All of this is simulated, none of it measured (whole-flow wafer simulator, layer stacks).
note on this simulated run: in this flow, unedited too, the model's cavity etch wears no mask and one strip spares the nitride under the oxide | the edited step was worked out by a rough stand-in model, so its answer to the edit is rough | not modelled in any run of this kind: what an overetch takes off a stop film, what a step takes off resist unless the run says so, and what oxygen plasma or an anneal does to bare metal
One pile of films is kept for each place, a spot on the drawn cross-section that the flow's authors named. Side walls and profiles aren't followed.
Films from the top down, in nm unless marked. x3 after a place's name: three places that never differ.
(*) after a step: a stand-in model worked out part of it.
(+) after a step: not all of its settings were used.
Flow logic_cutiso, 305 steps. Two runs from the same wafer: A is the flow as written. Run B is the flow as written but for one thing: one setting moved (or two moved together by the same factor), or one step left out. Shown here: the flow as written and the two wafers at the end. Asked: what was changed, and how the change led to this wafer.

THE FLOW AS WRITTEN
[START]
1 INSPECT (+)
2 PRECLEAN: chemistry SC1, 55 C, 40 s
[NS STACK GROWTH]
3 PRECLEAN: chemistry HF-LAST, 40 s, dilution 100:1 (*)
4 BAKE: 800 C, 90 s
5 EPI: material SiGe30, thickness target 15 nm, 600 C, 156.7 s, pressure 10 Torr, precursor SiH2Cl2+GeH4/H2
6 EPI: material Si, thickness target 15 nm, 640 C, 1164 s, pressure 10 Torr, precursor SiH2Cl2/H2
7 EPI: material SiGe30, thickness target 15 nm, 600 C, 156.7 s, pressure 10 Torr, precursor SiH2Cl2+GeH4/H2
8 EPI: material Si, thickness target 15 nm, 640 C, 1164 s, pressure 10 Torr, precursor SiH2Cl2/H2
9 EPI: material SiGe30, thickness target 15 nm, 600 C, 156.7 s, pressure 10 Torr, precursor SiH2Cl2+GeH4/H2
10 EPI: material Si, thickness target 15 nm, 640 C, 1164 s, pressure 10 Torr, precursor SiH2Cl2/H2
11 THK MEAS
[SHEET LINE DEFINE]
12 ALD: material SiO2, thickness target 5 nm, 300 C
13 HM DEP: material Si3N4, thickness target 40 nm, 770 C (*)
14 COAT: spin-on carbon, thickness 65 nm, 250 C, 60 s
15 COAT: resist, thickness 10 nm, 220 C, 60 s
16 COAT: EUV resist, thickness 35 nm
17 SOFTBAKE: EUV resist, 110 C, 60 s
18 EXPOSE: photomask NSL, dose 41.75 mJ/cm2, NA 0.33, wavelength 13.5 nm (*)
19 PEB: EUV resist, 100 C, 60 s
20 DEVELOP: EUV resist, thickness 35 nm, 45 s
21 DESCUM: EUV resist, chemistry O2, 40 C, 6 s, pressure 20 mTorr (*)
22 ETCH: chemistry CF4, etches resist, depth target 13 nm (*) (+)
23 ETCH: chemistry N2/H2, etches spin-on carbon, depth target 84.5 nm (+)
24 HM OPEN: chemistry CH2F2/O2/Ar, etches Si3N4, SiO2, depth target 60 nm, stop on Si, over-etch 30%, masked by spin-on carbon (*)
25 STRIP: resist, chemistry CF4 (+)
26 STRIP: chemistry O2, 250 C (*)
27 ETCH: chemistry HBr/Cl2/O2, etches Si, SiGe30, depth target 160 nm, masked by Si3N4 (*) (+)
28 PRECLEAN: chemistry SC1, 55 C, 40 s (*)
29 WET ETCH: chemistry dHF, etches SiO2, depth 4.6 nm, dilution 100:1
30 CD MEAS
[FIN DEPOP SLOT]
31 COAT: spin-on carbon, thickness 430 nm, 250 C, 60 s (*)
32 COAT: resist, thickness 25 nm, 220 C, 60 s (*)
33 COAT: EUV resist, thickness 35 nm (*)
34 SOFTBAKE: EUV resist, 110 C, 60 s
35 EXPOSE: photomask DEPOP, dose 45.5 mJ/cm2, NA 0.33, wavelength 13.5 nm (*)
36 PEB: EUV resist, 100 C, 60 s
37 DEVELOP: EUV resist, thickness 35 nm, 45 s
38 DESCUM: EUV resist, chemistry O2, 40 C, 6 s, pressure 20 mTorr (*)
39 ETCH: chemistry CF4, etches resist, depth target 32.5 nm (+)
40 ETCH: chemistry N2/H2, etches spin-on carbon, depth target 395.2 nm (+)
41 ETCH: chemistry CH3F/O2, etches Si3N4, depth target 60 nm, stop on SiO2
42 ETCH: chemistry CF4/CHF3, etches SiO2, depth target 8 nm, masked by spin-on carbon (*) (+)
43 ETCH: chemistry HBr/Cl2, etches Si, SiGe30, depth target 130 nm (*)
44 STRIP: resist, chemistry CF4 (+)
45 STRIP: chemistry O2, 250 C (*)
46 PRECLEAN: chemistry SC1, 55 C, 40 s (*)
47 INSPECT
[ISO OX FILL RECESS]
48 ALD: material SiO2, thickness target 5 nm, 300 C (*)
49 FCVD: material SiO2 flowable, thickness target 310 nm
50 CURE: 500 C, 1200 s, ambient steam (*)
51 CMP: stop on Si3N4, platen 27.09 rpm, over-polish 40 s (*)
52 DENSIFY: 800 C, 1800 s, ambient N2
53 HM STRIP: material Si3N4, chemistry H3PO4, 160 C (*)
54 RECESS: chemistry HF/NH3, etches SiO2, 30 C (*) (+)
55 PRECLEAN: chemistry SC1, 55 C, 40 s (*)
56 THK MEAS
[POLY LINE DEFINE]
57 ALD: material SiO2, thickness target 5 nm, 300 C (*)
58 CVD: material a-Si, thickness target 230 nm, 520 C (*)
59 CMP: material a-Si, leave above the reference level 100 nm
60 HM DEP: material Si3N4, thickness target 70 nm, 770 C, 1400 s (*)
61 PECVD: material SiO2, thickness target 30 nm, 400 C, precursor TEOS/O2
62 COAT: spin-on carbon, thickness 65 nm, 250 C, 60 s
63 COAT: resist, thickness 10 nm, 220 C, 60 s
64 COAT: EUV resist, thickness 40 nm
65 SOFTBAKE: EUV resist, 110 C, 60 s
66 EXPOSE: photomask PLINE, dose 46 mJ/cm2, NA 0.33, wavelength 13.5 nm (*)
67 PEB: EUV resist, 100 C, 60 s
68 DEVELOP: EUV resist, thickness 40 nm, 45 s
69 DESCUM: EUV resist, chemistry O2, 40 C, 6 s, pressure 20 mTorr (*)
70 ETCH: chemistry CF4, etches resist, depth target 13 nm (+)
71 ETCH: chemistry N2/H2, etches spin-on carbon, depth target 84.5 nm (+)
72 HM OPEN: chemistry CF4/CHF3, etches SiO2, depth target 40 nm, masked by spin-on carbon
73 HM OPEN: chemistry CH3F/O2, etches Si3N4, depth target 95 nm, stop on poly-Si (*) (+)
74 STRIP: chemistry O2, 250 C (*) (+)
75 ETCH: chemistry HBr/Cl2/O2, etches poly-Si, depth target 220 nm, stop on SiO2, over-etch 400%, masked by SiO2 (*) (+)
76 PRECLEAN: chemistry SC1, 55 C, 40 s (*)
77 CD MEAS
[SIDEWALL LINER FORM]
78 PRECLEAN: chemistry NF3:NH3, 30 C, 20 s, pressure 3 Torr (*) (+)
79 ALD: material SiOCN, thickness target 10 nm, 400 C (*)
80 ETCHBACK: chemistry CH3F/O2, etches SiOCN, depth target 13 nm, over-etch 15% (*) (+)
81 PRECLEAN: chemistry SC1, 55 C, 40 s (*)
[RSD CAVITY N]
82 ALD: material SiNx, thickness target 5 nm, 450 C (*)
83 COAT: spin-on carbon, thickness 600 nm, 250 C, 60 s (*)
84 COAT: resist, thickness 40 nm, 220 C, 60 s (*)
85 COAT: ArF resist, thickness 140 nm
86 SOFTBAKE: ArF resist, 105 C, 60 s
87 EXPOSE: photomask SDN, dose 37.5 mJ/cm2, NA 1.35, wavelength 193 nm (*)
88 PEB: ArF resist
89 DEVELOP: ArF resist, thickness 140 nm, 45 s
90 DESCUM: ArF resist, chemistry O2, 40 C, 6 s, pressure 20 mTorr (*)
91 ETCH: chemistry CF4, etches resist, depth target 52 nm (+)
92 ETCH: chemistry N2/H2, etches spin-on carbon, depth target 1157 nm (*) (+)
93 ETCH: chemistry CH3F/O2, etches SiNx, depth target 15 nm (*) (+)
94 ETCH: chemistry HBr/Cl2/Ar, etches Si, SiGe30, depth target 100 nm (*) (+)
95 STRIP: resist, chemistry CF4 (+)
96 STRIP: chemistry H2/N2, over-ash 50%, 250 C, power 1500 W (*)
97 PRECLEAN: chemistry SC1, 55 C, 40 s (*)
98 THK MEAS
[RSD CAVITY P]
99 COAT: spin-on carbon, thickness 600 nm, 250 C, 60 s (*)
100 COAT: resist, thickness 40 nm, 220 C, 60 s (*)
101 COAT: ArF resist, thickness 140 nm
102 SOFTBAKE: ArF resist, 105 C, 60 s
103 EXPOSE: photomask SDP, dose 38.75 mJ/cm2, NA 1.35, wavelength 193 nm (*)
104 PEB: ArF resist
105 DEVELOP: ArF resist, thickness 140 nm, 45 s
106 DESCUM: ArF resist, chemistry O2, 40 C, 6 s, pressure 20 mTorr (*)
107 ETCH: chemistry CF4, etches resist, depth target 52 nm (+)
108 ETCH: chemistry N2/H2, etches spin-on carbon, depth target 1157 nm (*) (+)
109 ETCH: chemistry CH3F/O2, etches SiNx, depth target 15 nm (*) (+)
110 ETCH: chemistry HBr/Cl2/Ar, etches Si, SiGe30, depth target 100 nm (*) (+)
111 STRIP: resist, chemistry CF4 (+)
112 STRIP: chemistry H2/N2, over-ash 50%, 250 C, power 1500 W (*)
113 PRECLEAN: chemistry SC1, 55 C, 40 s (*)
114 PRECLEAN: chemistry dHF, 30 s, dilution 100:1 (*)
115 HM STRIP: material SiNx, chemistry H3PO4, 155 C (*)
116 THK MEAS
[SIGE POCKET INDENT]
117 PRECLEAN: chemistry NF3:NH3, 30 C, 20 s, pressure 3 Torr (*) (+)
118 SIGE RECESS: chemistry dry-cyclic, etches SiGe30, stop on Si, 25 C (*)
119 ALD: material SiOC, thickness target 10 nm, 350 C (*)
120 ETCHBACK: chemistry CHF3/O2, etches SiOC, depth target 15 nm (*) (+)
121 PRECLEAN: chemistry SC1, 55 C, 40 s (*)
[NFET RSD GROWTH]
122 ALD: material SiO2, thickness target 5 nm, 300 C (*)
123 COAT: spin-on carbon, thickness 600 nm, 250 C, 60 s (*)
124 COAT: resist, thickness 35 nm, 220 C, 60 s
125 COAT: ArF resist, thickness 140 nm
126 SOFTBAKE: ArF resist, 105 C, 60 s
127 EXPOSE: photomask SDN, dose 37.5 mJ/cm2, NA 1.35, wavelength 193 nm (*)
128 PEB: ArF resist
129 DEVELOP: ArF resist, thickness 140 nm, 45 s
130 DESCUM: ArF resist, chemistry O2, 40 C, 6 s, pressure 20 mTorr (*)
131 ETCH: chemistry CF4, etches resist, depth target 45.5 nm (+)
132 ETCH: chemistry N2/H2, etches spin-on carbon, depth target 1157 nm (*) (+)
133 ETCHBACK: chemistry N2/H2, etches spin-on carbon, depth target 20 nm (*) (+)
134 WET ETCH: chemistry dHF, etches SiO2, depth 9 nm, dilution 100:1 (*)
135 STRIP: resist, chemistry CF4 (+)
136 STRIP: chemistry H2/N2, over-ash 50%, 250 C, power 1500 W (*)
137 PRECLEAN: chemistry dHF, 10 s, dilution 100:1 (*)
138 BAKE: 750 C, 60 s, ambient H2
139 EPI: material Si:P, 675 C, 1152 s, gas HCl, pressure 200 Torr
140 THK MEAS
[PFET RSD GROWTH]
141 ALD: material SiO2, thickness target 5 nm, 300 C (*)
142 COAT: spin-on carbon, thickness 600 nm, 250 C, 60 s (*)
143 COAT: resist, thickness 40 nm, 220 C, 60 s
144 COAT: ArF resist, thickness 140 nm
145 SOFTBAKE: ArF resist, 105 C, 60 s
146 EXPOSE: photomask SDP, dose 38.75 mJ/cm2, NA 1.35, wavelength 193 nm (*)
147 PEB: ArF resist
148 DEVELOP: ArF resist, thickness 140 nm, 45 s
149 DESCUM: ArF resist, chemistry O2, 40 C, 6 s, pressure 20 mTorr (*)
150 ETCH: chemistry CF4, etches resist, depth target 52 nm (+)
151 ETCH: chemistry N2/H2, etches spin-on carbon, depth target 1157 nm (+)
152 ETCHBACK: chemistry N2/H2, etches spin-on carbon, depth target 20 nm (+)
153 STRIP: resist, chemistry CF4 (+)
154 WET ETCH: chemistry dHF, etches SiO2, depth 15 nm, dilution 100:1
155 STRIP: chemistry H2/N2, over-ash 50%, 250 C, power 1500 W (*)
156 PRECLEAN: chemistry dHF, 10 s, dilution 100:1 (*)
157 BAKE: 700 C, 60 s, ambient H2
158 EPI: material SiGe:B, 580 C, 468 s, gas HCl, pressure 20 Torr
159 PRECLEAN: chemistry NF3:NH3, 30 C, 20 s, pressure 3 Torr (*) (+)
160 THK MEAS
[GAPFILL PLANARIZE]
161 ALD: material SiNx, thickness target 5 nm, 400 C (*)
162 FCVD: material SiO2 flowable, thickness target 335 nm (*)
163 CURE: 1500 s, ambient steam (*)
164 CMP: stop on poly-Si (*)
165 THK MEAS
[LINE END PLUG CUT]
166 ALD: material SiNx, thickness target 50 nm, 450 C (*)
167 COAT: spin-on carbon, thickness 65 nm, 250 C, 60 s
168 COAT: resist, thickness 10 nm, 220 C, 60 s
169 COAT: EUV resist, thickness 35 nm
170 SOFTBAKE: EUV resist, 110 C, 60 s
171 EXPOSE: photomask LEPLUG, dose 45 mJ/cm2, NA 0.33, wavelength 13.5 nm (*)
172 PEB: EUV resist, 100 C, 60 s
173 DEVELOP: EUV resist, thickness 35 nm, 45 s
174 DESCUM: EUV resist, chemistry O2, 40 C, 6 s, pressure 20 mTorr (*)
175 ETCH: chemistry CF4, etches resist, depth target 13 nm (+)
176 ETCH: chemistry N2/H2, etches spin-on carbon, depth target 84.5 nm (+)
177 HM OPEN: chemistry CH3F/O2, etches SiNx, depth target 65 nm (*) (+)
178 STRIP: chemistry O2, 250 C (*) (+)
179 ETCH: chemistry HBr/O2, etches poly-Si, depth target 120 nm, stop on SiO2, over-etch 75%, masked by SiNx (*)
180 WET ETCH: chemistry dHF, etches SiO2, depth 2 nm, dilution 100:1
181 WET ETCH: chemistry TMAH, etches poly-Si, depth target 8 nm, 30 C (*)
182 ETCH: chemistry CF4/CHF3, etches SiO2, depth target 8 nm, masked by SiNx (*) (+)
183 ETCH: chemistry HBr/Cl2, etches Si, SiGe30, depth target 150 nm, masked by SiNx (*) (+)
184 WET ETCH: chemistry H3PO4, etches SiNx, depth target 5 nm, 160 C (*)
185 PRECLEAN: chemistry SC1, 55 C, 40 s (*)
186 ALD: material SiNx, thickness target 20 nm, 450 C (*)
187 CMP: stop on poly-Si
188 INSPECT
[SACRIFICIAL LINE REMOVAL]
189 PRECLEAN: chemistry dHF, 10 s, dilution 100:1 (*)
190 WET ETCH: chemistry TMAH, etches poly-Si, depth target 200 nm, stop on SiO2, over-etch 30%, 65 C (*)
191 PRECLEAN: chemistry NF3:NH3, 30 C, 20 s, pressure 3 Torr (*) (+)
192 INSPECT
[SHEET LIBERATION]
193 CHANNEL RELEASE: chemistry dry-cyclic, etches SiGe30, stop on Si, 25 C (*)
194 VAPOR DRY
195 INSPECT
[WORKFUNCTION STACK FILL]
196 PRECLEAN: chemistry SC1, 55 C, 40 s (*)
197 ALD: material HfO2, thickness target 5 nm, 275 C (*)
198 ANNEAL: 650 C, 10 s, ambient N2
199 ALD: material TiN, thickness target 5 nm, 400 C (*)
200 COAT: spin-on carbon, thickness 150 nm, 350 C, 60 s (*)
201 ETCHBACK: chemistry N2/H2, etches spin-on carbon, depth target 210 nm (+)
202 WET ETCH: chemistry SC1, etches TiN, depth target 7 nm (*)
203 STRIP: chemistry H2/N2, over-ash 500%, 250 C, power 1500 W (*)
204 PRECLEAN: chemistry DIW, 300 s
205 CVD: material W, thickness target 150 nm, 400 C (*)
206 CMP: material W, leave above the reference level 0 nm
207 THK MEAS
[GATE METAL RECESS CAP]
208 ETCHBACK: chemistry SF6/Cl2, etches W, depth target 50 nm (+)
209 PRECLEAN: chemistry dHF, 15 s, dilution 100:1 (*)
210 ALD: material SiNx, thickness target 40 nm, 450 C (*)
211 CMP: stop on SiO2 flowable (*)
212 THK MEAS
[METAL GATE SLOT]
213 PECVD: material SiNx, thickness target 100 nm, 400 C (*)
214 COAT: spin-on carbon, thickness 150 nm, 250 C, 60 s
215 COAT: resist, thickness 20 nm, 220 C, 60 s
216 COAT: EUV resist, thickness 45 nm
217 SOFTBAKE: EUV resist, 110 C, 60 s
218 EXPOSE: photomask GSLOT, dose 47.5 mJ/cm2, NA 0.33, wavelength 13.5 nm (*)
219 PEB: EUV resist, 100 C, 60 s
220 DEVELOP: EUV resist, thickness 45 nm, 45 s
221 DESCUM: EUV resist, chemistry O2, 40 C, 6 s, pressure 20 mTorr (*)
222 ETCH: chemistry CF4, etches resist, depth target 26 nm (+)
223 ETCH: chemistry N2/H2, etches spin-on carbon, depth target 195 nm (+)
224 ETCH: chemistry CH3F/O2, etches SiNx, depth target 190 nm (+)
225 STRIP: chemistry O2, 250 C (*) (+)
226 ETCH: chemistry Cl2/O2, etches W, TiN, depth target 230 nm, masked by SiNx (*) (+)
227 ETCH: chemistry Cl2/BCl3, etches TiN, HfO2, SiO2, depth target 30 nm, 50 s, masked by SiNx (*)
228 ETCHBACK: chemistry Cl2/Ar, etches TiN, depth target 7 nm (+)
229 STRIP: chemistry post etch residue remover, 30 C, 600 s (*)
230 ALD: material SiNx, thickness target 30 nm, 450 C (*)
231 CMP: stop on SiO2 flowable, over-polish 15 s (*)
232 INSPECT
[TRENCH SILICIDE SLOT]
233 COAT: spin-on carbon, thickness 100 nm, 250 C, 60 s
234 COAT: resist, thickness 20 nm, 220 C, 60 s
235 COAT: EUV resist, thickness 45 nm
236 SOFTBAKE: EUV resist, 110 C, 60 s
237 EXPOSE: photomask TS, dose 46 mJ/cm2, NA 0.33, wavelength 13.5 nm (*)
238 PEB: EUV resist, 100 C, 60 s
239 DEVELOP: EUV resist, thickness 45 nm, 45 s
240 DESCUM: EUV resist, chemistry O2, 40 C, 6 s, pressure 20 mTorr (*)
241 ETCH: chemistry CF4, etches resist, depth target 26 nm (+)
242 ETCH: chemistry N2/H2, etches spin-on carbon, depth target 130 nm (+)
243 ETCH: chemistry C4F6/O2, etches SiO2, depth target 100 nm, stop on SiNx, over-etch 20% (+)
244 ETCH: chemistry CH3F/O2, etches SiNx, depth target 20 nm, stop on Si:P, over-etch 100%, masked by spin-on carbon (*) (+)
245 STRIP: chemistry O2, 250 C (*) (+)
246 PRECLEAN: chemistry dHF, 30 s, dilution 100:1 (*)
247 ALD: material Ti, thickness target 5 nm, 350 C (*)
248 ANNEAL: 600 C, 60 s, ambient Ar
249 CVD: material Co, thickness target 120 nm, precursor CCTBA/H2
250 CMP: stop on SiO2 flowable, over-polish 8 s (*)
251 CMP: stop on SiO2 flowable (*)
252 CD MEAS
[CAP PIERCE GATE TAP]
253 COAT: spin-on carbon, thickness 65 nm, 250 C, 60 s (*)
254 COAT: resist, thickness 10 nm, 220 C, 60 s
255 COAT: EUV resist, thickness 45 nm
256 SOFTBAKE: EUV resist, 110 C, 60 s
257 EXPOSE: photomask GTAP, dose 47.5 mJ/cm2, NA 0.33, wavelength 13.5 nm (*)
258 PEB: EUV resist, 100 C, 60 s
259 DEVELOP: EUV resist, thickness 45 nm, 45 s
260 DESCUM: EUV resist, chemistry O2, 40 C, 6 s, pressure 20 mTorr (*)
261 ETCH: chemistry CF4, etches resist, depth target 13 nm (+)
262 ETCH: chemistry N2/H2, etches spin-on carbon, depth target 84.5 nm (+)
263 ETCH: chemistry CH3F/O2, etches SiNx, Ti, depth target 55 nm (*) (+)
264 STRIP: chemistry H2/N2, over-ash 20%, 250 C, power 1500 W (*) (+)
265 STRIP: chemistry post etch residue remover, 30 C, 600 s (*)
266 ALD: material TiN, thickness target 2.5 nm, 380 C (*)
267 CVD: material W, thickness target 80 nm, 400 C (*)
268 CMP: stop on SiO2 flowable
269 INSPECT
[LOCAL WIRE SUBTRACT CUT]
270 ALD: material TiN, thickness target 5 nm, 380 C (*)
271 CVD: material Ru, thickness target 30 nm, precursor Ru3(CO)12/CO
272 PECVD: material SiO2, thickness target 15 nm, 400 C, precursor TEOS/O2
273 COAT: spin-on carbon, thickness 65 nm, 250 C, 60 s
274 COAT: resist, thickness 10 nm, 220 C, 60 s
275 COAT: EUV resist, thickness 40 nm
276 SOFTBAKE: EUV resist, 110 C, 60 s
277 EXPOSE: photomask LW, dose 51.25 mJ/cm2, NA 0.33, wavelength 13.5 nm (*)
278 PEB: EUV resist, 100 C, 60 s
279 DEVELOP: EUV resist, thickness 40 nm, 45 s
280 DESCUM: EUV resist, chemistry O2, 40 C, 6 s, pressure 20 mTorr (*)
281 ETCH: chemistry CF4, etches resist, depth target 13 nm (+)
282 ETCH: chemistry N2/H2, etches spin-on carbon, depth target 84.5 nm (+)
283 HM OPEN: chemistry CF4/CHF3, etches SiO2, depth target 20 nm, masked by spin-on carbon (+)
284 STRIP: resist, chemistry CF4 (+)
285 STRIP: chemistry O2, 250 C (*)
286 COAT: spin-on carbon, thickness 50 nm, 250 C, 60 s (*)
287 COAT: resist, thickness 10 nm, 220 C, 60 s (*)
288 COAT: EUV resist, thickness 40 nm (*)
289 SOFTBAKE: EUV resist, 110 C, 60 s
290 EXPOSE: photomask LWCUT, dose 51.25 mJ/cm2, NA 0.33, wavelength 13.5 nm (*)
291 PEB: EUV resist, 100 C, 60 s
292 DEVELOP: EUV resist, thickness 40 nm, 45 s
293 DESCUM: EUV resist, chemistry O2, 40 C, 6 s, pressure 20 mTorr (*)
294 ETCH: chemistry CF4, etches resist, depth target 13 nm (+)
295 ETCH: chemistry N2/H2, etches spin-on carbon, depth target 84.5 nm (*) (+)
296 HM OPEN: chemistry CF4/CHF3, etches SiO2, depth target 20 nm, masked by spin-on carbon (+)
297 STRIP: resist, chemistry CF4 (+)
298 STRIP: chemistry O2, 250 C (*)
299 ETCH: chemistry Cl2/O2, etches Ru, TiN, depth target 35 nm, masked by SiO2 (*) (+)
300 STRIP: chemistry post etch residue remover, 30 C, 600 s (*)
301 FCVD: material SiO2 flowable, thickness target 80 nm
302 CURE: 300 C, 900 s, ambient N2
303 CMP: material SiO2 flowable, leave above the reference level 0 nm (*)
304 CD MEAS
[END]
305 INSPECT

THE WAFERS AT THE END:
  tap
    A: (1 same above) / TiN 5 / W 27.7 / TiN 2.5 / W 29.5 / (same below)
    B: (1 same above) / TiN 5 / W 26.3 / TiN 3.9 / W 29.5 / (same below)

The cause: step 266, ALD: thickness target 3.9 nm was run, where the flow has thickness target 2.5 nm.
It can be read off the wafer: tap has TiN 3.9, and step 266 as written asks for 2.5 nm.

How the change led to this, step by step:
  266 ALD: material TiN, thickness target 2.5 nm, 380 C (*)
      depop, dpovl, gfld and 19 more: A TiN +2.5 (new film) | B TiN +3.9 (new film)
  268 CMP: stop on SiO2 flowable
      depop, dpovl, gfld and 9 more: A W -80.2 (all of it), TiN -2.5 (all of it), SiNx -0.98 | B W -80.2 (all of it), TiN -3.9 (all of it), SiNx -0.98
      lnr, lnri, lnrp, lnrt: A W -80 (all of it), TiN -2.5 (all of it), SiOCN -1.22 | B W -80 (all of it), TiN -3.9 (all of it), SiOCN -1.22
      (and at 5 more places)
